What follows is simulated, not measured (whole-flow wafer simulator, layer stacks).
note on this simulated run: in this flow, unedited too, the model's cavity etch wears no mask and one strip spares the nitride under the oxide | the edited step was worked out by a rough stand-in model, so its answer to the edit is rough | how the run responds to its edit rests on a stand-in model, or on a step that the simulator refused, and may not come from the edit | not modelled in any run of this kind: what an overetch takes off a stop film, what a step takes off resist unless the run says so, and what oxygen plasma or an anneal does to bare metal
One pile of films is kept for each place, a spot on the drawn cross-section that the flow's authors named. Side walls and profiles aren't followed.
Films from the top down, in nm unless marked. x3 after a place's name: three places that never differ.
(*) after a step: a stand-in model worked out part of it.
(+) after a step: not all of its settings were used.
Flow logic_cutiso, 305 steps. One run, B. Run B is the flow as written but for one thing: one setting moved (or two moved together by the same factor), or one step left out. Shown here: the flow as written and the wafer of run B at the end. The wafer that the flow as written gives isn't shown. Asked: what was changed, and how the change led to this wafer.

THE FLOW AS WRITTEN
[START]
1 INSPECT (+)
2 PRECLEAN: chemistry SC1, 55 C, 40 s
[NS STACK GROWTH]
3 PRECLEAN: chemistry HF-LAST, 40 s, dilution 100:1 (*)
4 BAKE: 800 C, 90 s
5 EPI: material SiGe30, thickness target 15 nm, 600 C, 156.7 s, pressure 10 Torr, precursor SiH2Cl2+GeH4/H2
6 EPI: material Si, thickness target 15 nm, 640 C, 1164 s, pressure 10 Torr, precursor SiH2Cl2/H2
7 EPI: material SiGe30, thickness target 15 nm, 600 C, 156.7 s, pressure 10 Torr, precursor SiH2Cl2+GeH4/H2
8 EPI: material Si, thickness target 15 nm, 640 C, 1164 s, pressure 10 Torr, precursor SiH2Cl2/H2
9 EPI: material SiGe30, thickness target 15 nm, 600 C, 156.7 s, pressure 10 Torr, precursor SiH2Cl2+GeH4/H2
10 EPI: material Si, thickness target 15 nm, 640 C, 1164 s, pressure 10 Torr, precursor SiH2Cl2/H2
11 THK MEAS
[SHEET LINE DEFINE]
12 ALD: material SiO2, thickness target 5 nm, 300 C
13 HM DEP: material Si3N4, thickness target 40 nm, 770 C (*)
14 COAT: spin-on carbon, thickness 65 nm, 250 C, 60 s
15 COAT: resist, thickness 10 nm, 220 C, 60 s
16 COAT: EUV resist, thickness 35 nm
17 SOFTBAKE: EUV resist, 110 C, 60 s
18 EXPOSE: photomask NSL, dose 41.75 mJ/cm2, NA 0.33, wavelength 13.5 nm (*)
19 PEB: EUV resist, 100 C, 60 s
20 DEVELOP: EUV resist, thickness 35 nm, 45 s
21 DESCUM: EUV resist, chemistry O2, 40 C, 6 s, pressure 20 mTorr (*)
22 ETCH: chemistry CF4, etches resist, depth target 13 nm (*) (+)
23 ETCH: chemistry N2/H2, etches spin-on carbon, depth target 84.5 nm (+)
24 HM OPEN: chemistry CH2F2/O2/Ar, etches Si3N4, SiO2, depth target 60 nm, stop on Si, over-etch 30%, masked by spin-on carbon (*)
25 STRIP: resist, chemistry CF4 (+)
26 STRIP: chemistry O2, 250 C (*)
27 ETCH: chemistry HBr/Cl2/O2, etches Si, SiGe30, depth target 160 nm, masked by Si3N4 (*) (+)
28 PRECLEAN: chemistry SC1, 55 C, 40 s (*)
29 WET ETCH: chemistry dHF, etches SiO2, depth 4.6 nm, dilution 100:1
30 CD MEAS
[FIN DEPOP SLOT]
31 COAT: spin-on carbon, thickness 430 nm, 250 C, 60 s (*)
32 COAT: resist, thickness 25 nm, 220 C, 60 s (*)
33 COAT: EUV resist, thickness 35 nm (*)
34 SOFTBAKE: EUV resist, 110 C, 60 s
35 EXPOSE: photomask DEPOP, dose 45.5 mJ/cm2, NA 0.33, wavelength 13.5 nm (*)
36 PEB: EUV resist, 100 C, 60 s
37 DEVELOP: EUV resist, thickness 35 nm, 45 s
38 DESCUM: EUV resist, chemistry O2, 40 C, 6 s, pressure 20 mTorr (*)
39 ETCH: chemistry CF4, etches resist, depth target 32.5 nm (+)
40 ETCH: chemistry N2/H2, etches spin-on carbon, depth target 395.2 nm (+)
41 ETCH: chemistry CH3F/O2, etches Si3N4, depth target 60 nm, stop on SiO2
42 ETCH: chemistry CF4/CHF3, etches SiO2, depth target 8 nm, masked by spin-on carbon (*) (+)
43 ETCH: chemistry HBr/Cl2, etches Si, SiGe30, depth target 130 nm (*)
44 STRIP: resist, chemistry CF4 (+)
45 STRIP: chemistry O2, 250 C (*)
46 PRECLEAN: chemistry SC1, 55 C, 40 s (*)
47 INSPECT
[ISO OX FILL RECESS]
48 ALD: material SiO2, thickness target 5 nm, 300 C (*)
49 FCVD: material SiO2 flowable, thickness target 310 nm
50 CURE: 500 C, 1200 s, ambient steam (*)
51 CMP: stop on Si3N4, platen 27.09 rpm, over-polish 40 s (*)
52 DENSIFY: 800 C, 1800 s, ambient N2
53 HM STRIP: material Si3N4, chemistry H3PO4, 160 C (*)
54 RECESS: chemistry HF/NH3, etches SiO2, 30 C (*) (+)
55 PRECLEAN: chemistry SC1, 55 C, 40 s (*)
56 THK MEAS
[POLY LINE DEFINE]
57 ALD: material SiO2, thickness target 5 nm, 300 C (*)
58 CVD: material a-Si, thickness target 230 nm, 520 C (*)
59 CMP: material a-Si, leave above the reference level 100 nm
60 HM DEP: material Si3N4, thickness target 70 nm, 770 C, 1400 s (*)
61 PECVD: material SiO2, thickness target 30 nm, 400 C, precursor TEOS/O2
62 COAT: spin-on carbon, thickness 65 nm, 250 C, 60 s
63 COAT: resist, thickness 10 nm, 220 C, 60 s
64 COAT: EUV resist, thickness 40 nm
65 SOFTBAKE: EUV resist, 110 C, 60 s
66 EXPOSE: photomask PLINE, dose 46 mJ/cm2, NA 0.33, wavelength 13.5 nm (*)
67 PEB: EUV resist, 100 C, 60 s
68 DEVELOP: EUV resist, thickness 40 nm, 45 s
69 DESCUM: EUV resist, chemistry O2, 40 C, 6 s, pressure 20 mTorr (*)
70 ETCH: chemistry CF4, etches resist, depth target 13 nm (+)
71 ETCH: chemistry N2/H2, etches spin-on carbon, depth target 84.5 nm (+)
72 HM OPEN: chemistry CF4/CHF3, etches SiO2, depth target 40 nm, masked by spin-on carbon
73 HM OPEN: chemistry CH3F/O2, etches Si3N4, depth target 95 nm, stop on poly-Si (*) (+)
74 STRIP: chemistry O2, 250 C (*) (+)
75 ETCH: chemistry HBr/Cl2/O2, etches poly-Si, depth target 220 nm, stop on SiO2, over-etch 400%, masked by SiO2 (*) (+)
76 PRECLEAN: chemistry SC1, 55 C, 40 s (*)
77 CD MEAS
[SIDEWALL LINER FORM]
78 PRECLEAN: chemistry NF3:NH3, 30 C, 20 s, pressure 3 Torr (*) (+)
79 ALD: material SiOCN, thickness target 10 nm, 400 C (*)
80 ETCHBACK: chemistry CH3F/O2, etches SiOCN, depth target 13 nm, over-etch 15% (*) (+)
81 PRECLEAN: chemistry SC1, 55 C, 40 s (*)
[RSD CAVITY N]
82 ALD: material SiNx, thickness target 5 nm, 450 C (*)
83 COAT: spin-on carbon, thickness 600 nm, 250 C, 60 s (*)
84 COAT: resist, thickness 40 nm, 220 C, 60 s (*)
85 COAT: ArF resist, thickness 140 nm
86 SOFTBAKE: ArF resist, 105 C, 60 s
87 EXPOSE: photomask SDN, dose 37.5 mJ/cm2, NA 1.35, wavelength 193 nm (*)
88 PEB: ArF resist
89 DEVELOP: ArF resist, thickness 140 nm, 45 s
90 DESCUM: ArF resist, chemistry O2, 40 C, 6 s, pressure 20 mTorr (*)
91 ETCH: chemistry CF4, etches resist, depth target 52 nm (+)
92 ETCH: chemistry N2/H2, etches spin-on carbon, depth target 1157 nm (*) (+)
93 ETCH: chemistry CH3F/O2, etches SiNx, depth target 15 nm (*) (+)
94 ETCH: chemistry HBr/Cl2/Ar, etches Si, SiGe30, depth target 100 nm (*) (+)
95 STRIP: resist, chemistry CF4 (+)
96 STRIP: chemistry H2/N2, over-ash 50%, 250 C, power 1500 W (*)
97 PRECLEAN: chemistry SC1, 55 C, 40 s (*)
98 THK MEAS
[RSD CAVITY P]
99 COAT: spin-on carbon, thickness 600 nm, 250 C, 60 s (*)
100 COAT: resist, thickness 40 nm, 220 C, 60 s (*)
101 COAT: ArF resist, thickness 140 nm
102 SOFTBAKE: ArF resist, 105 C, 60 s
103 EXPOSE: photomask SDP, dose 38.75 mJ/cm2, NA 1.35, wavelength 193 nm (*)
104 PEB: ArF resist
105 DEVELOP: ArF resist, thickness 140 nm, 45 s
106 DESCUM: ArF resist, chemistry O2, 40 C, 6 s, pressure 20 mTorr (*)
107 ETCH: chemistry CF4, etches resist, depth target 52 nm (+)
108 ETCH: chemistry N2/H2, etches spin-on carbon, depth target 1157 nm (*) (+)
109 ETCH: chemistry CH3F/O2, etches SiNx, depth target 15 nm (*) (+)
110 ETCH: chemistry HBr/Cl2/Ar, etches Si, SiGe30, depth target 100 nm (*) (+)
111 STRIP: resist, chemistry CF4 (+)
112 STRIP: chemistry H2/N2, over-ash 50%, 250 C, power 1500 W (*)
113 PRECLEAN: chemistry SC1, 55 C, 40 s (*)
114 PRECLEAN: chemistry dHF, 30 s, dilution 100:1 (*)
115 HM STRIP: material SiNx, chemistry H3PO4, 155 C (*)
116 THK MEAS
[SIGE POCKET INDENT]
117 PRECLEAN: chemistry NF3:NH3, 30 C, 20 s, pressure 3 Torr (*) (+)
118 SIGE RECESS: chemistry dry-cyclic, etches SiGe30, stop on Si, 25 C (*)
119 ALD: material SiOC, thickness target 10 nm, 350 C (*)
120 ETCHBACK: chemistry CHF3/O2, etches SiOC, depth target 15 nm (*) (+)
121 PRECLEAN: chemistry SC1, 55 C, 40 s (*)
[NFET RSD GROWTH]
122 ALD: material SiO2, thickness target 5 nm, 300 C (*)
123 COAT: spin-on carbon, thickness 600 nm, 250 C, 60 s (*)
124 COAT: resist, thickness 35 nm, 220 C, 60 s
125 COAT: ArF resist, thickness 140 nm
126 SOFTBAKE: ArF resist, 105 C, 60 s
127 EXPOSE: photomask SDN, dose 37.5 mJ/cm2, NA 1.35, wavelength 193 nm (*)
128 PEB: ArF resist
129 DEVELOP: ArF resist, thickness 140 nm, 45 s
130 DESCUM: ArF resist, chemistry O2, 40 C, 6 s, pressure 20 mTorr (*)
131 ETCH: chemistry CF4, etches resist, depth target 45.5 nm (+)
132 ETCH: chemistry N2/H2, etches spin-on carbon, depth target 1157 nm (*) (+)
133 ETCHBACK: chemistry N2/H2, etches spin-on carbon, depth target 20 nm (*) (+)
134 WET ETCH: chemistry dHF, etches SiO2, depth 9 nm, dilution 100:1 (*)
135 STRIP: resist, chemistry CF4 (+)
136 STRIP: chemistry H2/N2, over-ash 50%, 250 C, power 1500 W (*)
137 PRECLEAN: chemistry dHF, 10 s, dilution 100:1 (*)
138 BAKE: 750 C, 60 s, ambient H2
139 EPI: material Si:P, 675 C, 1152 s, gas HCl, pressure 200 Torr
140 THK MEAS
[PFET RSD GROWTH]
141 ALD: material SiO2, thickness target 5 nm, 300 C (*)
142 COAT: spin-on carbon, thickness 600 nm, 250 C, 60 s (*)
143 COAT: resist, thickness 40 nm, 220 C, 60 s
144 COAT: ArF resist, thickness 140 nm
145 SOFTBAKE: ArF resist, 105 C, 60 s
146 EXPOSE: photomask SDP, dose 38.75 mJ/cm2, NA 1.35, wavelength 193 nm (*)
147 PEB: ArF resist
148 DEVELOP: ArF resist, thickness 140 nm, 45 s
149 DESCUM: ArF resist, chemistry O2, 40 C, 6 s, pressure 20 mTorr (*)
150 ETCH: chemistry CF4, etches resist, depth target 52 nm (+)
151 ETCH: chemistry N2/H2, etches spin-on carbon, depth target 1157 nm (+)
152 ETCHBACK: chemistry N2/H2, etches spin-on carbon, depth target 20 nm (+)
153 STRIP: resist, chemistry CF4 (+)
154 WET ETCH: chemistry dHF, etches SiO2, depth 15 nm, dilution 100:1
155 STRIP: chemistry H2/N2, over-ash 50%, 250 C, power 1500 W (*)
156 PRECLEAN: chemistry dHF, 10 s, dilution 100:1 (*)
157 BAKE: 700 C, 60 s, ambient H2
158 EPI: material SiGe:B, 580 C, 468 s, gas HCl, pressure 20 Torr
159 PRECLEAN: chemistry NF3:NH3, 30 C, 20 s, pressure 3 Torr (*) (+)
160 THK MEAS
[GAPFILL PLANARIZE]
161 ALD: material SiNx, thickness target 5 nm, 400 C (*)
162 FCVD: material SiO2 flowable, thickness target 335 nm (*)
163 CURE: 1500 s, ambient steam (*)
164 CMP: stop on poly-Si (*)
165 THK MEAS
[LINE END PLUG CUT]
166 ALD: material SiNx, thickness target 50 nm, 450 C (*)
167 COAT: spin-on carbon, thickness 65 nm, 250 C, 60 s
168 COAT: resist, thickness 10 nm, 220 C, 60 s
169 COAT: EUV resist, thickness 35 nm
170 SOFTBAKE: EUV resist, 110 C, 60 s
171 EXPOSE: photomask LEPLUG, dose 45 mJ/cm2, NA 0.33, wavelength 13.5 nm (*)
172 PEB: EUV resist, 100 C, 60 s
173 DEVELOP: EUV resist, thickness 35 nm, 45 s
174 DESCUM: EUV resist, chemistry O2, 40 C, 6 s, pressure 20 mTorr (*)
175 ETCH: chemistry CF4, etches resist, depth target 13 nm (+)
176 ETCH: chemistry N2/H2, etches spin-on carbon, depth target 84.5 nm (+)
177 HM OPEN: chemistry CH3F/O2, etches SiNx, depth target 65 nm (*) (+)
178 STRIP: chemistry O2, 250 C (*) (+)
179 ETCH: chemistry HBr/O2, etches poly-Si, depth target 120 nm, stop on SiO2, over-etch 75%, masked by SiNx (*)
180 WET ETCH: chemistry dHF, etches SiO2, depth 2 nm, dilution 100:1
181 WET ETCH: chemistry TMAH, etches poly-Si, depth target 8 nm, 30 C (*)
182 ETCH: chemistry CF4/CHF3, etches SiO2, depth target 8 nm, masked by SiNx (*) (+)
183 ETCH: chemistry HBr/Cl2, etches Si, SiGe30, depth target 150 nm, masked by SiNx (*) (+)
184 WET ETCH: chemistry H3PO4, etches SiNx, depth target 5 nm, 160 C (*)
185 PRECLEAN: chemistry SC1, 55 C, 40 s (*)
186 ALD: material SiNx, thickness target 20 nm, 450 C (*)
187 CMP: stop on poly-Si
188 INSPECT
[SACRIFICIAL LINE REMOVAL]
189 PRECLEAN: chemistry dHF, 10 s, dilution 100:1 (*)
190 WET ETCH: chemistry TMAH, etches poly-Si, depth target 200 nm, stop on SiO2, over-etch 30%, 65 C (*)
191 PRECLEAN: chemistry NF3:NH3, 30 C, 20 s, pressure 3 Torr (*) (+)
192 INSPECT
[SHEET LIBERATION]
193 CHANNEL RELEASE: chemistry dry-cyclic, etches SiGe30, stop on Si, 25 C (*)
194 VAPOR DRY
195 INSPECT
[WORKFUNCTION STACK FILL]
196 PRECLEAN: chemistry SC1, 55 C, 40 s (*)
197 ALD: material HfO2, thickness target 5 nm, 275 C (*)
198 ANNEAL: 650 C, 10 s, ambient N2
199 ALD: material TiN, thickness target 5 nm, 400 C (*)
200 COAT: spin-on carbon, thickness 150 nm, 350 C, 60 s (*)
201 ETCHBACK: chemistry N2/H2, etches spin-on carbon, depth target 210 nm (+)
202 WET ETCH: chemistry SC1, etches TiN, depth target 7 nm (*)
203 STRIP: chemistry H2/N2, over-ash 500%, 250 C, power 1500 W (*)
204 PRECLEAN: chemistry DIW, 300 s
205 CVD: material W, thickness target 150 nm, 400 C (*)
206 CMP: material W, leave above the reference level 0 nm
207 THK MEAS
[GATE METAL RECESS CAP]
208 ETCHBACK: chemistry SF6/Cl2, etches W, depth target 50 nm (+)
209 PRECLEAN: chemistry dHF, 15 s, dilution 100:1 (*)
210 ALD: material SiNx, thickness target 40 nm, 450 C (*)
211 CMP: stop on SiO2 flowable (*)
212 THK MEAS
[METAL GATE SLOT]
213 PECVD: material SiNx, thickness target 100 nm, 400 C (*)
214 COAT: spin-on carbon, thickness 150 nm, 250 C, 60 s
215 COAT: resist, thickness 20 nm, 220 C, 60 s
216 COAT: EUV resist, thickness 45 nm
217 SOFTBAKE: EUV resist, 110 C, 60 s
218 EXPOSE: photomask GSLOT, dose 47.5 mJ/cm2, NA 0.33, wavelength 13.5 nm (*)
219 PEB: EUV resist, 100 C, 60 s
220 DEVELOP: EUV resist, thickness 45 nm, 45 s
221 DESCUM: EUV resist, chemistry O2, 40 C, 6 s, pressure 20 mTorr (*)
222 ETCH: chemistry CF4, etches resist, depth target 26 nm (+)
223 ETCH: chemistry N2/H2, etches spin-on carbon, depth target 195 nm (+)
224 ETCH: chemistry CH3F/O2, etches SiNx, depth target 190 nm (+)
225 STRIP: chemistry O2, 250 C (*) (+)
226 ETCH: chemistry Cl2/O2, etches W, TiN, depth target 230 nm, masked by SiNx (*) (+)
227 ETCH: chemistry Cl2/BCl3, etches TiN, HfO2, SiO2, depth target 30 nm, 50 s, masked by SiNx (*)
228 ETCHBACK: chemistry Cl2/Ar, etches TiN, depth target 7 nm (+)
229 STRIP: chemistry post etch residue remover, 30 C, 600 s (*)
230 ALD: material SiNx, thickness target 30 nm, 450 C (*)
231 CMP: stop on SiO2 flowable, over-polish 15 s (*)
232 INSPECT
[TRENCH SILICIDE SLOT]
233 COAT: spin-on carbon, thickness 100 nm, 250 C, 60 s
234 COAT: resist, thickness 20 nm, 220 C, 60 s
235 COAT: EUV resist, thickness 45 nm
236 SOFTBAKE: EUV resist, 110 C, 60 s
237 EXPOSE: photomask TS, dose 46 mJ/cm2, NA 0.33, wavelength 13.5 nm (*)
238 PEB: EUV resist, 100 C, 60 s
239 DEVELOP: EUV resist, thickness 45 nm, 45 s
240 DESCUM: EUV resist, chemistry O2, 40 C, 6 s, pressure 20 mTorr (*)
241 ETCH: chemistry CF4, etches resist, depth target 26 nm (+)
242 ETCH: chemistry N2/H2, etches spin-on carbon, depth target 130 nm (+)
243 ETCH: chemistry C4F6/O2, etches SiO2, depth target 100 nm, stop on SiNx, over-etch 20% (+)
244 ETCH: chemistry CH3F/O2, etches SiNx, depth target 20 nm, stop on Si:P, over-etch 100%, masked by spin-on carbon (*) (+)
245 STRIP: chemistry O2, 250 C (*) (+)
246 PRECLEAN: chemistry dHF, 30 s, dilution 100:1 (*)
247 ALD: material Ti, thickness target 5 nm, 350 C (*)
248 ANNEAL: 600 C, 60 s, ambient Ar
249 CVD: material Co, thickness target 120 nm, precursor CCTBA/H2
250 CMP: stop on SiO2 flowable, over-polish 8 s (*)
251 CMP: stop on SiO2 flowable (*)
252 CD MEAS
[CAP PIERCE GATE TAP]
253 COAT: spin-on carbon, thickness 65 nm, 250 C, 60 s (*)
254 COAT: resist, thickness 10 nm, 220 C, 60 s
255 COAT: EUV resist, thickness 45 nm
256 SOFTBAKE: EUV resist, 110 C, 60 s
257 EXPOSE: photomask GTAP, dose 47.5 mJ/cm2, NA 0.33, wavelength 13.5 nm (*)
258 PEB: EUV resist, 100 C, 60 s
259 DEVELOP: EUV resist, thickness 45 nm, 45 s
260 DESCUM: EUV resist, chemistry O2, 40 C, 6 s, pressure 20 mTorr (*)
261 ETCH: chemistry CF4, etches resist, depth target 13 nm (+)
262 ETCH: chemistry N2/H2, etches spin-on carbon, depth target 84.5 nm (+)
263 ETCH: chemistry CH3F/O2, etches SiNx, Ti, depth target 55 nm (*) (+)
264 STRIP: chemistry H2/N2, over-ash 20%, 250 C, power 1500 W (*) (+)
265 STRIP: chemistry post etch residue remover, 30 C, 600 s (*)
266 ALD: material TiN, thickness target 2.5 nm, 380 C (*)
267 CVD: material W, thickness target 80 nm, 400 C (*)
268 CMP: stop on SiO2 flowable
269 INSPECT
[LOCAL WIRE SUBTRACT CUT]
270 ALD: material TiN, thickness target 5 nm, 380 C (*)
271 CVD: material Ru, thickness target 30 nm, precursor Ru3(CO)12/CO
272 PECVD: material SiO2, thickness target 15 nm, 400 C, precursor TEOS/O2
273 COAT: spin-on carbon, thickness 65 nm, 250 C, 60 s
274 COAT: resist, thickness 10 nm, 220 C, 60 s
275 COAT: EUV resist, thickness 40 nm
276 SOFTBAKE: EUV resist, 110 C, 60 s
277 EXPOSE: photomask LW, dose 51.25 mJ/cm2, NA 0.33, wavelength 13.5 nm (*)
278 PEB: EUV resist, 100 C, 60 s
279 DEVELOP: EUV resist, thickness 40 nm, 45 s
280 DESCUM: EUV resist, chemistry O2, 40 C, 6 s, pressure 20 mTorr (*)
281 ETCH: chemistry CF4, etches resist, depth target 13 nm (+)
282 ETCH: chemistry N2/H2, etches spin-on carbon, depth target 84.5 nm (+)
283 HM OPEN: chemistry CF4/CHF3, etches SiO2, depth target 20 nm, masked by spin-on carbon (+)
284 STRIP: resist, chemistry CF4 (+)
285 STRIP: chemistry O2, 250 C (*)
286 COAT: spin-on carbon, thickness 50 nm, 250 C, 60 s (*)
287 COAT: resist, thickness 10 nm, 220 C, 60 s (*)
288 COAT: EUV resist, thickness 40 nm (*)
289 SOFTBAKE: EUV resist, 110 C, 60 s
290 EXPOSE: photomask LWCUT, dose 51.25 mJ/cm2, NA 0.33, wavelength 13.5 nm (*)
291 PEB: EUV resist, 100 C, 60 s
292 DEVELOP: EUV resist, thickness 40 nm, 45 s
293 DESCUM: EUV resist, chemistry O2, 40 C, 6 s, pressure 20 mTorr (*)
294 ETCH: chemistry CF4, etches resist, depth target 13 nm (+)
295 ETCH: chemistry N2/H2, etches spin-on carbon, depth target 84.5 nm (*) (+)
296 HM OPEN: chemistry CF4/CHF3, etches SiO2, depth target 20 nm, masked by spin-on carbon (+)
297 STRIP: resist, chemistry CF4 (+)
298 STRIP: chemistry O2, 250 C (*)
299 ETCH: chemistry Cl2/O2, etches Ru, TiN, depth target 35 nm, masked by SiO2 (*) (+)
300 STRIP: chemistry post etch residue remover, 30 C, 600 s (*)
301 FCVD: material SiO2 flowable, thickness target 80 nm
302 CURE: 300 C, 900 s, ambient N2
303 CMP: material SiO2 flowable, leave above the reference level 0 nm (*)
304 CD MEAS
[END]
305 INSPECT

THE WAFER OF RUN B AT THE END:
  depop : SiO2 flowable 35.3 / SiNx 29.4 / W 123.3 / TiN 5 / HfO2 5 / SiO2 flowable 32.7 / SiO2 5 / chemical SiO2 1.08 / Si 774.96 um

The cause: step 200, COAT: thickness 172 nm was run, where the flow has thickness 150 nm.

How the change led to this, step by step:
  200 COAT: spin-on carbon, thickness 150 nm, 350 C, 60 s (*)
      gl, glp, gxn, gxp: spin-on carbon +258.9 (new film) (as written it would be: spin-on carbon +236.9 (new film))
      lnr, lnrp: spin-on carbon +155.9 (new film) (as written it would be: spin-on carbon +133.9 (new film))
      (and at 16 more places)
  201 ETCHBACK: chemistry N2/H2, etches spin-on carbon, depth target 210 nm (+)
      depop: spin-on carbon -210 (as written it would be: spin-on carbon -194.7 (all of it))
      dpovl: spin-on carbon -210 (as written it would be: spin-on carbon -194.8 (all of it))
      (and at 13 more places)
  202 WET ETCH: chemistry SC1, etches TiN, depth target 7 nm (*)
      depop, dpovl, isow, nsgap: spin-on carbon -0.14 (as written it would be: TiN -5 (all of it))
  203 STRIP: chemistry H2/N2, over-ash 500%, 250 C, power 1500 W (*)
      depop: spin-on carbon -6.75 (all of it) (as written it would be: nothing)
      dpovl: spin-on carbon -6.78 (all of it) (as written it would be: nothing)
      (and at 9 more places)
